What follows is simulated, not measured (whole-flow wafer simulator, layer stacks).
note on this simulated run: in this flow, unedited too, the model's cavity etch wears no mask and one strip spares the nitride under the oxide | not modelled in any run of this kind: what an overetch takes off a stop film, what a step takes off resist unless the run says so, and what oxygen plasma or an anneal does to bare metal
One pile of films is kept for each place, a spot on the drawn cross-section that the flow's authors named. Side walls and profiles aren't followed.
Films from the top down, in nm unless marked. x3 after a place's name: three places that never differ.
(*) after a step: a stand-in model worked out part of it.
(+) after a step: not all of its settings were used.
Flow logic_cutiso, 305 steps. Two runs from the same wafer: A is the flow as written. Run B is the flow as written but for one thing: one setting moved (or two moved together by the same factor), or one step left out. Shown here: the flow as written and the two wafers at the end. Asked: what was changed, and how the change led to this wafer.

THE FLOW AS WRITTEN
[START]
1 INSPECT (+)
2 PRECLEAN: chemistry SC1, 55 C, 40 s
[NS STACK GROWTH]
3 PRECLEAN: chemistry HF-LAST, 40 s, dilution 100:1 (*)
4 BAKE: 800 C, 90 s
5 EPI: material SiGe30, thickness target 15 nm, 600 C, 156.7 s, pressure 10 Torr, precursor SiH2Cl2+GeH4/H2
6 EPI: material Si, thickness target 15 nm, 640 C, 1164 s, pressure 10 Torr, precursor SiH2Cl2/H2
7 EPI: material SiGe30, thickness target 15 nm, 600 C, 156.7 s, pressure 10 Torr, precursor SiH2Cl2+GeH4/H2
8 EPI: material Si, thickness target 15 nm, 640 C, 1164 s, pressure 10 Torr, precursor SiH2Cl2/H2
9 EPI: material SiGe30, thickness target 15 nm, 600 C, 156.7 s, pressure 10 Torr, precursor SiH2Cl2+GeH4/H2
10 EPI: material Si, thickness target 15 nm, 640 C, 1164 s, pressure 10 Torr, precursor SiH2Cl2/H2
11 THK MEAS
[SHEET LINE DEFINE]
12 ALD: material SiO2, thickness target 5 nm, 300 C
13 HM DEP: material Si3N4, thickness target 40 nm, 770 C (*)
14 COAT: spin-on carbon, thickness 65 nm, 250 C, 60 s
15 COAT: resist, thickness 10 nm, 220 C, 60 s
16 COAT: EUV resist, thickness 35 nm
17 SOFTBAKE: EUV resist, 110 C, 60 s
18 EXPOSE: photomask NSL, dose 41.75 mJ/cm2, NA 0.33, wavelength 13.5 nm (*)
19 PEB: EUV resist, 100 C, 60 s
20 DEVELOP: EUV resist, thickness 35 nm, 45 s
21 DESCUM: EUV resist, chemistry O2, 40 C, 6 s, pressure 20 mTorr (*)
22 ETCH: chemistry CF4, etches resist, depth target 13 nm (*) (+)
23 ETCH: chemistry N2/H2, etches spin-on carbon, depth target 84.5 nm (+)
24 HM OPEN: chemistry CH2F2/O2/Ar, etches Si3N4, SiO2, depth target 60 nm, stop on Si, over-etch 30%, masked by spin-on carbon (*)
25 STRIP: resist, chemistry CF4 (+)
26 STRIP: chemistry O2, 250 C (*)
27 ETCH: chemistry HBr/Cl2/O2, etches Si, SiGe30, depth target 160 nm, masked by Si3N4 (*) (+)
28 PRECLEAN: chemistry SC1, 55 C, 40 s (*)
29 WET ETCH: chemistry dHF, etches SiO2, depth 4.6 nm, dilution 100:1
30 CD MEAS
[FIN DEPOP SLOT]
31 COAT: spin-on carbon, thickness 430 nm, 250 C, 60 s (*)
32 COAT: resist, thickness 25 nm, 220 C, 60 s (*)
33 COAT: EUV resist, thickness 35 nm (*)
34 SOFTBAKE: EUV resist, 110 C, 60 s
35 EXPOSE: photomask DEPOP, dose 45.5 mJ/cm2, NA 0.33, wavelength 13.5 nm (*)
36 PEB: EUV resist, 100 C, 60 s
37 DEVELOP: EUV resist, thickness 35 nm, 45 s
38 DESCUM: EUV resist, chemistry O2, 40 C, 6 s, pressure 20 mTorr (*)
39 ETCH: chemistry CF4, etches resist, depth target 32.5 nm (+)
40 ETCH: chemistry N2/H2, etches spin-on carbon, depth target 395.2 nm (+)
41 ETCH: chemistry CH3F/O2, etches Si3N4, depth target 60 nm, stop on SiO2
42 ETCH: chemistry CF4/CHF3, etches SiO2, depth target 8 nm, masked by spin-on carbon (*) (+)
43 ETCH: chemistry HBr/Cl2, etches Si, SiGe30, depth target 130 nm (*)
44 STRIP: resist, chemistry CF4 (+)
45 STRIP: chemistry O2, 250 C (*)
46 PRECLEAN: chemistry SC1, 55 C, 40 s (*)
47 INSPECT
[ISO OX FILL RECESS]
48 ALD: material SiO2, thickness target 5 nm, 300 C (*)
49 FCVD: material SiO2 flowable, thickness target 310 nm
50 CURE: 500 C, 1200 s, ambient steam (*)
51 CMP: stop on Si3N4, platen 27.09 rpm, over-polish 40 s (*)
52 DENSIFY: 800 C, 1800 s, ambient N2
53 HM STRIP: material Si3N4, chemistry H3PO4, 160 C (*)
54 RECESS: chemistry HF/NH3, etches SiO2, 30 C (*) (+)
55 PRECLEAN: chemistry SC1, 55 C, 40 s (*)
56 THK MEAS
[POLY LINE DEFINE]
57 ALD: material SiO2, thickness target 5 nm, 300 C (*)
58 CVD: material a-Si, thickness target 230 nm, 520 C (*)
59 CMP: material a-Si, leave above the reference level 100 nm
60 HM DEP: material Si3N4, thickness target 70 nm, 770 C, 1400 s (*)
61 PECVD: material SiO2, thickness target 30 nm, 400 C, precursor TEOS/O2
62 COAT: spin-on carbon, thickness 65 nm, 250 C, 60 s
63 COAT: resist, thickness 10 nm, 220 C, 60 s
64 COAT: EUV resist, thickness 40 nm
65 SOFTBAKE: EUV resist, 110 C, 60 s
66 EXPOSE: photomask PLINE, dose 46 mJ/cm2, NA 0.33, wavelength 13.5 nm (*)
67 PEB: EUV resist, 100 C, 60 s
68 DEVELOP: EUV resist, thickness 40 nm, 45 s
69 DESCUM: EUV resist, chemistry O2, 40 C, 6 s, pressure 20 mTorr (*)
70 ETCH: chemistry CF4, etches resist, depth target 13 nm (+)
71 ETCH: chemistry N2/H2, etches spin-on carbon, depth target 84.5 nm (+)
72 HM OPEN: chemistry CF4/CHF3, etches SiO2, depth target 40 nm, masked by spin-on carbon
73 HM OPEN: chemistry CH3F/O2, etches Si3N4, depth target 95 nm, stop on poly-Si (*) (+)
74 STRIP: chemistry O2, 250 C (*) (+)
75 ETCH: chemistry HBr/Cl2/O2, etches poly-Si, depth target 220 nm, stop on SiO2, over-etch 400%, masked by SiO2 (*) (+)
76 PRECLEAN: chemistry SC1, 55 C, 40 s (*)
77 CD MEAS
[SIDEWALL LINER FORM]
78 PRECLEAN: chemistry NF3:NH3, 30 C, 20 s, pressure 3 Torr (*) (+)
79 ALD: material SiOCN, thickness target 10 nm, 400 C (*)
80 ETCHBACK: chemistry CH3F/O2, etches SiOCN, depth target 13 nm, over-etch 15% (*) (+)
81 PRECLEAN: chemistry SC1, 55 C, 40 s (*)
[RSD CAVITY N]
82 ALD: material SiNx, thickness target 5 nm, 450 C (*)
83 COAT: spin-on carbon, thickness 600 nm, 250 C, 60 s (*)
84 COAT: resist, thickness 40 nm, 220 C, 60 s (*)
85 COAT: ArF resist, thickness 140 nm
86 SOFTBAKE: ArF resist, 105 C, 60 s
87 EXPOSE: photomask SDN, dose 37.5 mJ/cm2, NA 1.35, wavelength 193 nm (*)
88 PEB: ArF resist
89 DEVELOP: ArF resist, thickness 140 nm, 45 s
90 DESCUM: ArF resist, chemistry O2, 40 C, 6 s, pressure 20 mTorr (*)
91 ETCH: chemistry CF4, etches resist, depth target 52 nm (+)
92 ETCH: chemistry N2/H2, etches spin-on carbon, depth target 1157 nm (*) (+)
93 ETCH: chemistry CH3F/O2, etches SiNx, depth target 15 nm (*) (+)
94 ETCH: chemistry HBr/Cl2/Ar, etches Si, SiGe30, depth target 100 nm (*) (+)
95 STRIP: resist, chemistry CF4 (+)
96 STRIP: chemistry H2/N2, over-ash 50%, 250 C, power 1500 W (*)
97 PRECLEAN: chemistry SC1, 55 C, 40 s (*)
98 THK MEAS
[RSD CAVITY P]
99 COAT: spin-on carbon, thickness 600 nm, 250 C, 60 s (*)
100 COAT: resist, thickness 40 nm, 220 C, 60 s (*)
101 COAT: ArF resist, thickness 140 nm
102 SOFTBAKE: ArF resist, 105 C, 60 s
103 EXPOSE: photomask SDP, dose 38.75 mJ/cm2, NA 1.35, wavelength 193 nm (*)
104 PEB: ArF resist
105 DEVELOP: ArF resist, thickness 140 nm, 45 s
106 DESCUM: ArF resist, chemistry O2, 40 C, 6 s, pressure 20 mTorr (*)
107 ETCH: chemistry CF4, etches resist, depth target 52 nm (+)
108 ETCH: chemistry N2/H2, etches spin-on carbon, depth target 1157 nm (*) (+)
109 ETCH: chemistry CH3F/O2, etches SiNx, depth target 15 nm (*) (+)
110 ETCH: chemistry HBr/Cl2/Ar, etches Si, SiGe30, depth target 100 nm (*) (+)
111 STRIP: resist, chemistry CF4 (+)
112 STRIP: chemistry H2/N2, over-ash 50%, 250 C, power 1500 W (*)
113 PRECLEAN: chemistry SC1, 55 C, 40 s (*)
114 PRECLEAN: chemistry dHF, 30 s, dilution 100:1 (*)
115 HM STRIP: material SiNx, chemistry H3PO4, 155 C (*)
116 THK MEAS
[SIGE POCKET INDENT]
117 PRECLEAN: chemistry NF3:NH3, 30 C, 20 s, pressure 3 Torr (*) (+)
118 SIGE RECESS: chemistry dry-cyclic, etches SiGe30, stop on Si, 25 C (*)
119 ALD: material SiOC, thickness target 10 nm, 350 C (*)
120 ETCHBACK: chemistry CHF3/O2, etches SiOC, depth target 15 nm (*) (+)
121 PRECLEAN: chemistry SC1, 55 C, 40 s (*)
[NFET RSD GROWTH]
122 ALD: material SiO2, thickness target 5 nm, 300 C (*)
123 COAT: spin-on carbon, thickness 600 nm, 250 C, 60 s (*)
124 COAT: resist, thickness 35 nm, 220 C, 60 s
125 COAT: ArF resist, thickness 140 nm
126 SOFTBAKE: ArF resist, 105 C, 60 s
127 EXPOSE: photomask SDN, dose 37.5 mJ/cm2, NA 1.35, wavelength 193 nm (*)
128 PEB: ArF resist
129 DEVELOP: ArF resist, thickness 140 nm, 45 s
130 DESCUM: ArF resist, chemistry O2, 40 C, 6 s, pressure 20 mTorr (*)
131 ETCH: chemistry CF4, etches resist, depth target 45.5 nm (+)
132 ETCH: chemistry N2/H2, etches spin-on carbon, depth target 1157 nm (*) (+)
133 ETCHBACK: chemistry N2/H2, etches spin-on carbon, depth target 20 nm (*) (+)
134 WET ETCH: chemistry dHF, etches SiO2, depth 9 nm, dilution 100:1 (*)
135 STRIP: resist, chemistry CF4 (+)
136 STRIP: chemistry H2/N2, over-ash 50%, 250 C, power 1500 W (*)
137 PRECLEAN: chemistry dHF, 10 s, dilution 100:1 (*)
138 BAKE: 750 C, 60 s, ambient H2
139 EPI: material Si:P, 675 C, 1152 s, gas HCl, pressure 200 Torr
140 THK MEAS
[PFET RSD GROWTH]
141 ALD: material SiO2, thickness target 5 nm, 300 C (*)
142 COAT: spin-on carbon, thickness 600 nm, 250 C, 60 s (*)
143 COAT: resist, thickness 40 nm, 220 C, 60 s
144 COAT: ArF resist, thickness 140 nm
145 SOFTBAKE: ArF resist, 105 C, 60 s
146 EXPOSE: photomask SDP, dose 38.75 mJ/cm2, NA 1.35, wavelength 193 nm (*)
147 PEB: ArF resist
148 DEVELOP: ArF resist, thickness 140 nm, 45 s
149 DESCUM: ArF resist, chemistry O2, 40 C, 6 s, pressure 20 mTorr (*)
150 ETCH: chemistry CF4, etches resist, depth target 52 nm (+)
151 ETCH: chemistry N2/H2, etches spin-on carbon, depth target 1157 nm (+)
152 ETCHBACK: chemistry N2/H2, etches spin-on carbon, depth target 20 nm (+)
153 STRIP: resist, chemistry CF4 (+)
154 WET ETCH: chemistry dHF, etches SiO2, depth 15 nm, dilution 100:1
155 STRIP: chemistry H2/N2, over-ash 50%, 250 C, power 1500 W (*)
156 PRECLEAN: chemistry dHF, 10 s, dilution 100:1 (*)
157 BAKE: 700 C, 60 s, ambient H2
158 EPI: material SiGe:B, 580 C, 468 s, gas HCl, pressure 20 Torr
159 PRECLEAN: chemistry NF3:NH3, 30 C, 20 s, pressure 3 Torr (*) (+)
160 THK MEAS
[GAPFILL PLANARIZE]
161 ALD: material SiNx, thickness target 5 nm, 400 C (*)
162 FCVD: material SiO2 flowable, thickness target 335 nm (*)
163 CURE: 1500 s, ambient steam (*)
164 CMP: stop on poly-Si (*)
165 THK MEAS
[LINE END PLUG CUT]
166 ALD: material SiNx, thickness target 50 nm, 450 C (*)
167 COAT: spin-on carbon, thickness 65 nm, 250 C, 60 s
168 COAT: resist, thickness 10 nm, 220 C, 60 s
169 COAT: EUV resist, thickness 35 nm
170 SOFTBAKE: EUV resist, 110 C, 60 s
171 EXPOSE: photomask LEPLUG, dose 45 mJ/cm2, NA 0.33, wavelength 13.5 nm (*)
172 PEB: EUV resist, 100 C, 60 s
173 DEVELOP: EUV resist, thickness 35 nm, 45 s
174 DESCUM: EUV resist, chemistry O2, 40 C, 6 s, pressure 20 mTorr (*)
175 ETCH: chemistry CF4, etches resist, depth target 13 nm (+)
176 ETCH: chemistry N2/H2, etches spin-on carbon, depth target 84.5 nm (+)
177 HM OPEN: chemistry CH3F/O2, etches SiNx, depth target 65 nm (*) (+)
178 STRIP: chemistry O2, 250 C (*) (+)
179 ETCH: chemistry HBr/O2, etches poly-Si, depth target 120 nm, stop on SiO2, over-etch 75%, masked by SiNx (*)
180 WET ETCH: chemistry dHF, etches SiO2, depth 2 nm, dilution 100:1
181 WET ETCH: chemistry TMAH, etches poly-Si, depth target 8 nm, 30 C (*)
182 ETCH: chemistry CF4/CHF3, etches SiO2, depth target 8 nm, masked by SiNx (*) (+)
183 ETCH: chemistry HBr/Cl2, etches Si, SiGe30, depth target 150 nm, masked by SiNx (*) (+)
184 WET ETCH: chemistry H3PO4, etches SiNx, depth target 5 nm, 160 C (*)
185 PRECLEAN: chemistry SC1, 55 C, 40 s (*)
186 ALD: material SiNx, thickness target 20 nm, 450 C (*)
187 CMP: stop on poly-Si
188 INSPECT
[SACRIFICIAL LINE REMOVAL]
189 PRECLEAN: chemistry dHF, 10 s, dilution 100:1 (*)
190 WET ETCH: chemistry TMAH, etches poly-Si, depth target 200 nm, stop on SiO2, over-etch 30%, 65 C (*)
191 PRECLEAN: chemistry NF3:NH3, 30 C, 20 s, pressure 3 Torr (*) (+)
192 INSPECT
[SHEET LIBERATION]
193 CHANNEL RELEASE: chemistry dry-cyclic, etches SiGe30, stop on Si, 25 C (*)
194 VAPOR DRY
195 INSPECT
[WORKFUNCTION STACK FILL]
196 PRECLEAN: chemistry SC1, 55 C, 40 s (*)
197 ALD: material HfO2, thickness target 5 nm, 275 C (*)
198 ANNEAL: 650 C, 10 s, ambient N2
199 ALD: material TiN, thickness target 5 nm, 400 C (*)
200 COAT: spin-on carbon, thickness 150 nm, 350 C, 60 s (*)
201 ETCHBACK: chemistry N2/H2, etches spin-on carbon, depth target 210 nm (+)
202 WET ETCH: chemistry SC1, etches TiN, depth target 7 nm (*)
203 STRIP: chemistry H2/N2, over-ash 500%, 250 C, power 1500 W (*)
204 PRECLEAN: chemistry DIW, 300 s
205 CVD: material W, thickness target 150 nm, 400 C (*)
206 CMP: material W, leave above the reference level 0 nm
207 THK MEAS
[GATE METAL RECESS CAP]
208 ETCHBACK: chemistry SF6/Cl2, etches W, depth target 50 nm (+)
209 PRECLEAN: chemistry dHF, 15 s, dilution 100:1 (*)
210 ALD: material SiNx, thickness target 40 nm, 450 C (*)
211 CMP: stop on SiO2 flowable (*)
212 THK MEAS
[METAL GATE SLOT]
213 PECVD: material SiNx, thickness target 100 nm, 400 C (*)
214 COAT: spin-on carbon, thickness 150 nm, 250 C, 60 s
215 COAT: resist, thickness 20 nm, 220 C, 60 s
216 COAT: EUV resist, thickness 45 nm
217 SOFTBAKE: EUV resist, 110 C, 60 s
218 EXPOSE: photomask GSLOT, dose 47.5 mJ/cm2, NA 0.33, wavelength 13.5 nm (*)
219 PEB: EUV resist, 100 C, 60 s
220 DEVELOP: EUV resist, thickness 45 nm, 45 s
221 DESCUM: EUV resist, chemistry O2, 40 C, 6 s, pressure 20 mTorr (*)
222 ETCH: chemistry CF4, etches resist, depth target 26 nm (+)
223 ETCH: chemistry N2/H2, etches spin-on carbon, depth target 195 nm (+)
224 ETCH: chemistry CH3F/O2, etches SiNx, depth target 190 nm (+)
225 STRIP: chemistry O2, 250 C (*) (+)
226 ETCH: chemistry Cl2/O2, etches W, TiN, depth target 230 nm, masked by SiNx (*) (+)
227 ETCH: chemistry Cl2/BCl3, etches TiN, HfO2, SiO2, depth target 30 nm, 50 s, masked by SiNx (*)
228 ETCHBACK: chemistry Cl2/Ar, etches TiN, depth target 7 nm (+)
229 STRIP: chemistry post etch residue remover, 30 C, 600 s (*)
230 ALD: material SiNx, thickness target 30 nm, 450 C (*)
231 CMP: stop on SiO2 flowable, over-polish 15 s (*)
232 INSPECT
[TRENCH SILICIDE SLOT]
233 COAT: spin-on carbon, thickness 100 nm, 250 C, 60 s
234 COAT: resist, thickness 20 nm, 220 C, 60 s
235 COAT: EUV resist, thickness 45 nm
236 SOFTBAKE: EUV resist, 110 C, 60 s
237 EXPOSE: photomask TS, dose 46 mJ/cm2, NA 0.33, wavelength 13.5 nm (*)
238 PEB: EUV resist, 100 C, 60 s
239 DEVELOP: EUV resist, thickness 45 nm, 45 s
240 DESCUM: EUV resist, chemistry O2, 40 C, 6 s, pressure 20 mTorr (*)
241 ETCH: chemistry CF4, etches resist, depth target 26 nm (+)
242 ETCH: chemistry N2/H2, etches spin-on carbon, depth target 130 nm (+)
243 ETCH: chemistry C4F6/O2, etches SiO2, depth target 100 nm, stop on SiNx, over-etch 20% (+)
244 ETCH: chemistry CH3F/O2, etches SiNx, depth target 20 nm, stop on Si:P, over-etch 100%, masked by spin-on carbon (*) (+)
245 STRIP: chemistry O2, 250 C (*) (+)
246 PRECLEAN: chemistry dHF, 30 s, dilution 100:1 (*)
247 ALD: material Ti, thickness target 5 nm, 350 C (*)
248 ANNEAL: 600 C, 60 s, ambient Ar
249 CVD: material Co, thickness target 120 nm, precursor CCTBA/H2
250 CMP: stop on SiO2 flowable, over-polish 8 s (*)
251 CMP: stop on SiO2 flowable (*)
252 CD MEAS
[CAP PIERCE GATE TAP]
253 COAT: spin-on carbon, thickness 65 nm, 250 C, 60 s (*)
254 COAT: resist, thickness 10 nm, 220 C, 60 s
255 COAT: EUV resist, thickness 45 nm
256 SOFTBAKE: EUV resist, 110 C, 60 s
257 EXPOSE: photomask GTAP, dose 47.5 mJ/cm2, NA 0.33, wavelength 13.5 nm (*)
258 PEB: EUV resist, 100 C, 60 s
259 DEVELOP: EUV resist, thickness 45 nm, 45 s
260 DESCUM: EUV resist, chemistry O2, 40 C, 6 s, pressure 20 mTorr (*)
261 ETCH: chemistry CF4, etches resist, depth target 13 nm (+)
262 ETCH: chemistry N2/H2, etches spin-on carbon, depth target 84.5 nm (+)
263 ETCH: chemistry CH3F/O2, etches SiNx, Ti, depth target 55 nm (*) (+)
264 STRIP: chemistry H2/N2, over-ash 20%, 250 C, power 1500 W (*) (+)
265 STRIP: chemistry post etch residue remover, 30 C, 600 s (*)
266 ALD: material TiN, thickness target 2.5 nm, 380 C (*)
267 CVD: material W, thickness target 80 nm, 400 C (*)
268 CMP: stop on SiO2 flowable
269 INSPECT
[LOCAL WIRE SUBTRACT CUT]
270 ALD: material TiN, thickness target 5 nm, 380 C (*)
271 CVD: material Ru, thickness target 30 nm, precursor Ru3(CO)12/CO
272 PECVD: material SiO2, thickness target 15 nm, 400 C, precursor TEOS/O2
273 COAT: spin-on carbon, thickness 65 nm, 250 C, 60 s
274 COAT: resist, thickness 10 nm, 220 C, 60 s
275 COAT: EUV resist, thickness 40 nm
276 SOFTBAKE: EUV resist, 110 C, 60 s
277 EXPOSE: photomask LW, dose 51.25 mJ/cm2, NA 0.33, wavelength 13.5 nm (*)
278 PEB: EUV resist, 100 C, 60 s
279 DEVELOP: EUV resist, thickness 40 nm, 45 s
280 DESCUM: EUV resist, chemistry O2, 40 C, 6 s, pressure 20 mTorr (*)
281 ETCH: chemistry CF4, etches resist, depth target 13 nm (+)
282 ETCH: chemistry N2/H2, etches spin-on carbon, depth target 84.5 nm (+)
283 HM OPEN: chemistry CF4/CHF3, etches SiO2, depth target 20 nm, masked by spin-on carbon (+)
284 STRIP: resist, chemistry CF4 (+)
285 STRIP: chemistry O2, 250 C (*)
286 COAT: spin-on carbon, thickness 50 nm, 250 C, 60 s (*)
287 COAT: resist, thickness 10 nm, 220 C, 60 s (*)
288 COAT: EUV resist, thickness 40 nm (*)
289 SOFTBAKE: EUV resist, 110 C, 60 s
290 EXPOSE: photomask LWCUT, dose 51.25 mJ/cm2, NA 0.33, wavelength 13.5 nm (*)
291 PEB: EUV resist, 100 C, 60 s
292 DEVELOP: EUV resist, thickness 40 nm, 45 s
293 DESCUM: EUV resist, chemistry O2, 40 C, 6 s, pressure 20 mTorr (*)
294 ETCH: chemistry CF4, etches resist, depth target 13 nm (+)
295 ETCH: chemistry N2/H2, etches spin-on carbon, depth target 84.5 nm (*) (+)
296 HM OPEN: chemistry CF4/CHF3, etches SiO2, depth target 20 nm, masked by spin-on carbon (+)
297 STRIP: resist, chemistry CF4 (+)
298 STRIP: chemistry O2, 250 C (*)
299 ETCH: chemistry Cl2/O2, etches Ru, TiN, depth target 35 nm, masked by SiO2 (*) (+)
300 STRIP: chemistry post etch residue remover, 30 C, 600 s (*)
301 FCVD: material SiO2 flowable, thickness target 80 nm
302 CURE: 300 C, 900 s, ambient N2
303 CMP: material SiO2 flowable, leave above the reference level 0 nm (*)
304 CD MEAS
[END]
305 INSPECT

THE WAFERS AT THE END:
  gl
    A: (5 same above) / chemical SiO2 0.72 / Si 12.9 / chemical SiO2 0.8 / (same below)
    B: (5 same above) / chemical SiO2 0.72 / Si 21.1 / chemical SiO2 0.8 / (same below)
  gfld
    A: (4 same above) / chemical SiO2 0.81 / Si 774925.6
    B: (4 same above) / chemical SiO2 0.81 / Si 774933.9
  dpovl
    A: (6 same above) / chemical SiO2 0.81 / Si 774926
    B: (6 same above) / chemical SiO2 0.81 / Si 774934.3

The cause: step 10, EPI: thickness target 23.2 nm was run, where the flow has thickness target 15 nm; step 10, EPI: 1805 s was run, where the flow has 1164 s.

How the change led to this, step by step:
  10 EPI: material Si, thickness target 15 nm, 640 C, 1164 s, pressure 10 Torr, precursor SiH2Cl2/H2
      depop, dpovl, gfld and 19 more: A Si +15 (new film) | B Si +23.3 (new film)
  27 ETCH: chemistry HBr/Cl2/O2, etches Si, SiGe30, depth target 160 nm, masked by Si3N4 (*) (+)
      gfld, gxf, iso, lnri: A chemical SiO2 -0.79 (all of it), Si -11.4 (all of it), SiGe30 -15 (all of it), Si -15 (all of it), SiGe30 -15 (all of it), Si -15 (all of it), SiGe30 -15 (all of it), Si -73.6 | B chemical SiO2 -0.79 (all of it), Si -19.6 (all of it), SiGe30 -15 (all of it), Si -15 (all of it), SiGe30 -15 (all of it), Si -15 (all of it), SiGe30 -15 (all of it), Si -65.4
      dpovl, nsgap: A chemical SiO2 -0.79 (all of it), Si -11.8 (all of it), SiGe30 -15 (all of it), Si -15 (all of it), SiGe30 -15 (all of it), Si -15 (all of it), SiGe30 -15 (all of it), Si -73.2 | B chemical SiO2 -0.79 (all of it), Si -20 (all of it), SiGe30 -15 (all of it), Si -15 (all of it), SiGe30 -15 (all of it), Si -15 (all of it), SiGe30 -15 (all of it), Si -65
      (and at 1 more place)
  43 ETCH: chemistry HBr/Cl2, etches Si, SiGe30, depth target 130 nm (*)
      depop: A Si -14 (all of it), SiGe30 -15 (all of it), Si -15 (all of it), SiGe30 -15 (all of it), Si -15 (all of it), SiGe30 -15 (all of it), Si -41 | B Si -22.3 (all of it), SiGe30 -15 (all of it), Si -15 (all of it), SiGe30 -15 (all of it), Si -15 (all of it), SiGe30 -15 (all of it), Si -32.7
  94 ETCH: chemistry HBr/Cl2/Ar, etches Si, SiGe30, depth target 100 nm (*) (+)
      rsdn, rsdx: A chemical SiO2 -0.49 (all of it), Si -12.8 (all of it), SiGe30 -15 (all of it), Si -15 (all of it), SiGe30 -15 (all of it), Si -15 (all of it), SiGe30 -15 (all of it), Si -12.2 | B chemical SiO2 -0.49 (all of it), Si -21.1 (all of it), SiGe30 -15 (all of it), Si -15 (all of it), SiGe30 -15 (all of it), Si -15 (all of it), SiGe30 -15 (all of it), Si -3.91
  110 ETCH: chemistry HBr/Cl2/Ar, etches Si, SiGe30, depth target 100 nm (*) (+)
      rsdp, rsdw: A chemical SiO2 -0.49 (all of it), Si -12.8 (all of it), SiGe30 -15 (all of it), Si -15 (all of it), SiGe30 -15 (all of it), Si -15 (all of it), SiGe30 -15 (all of it), Si -12.2 | B chemical SiO2 -0.49 (all of it), Si -21.1 (all of it), SiGe30 -15 (all of it), Si -15 (all of it), SiGe30 -15 (all of it), Si -15 (all of it), SiGe30 -15 (all of it), Si -3.91
  183 ETCH: chemistry HBr/Cl2, etches Si, SiGe30, depth target 150 nm, masked by SiNx (*) (+)
      plug: A Si -13.6 (all of it), SiGe30 -15 (all of it), Si -15 (all of it), SiGe30 -15 (all of it), Si -15 (all of it), SiGe30 -15 (all of it), Si -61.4 | B Si -21.8 (all of it), SiGe30 -15 (all of it), Si -15 (all of it), SiGe30 -15 (all of it), Si -15 (all of it), SiGe30 -15 (all of it), Si -53.2
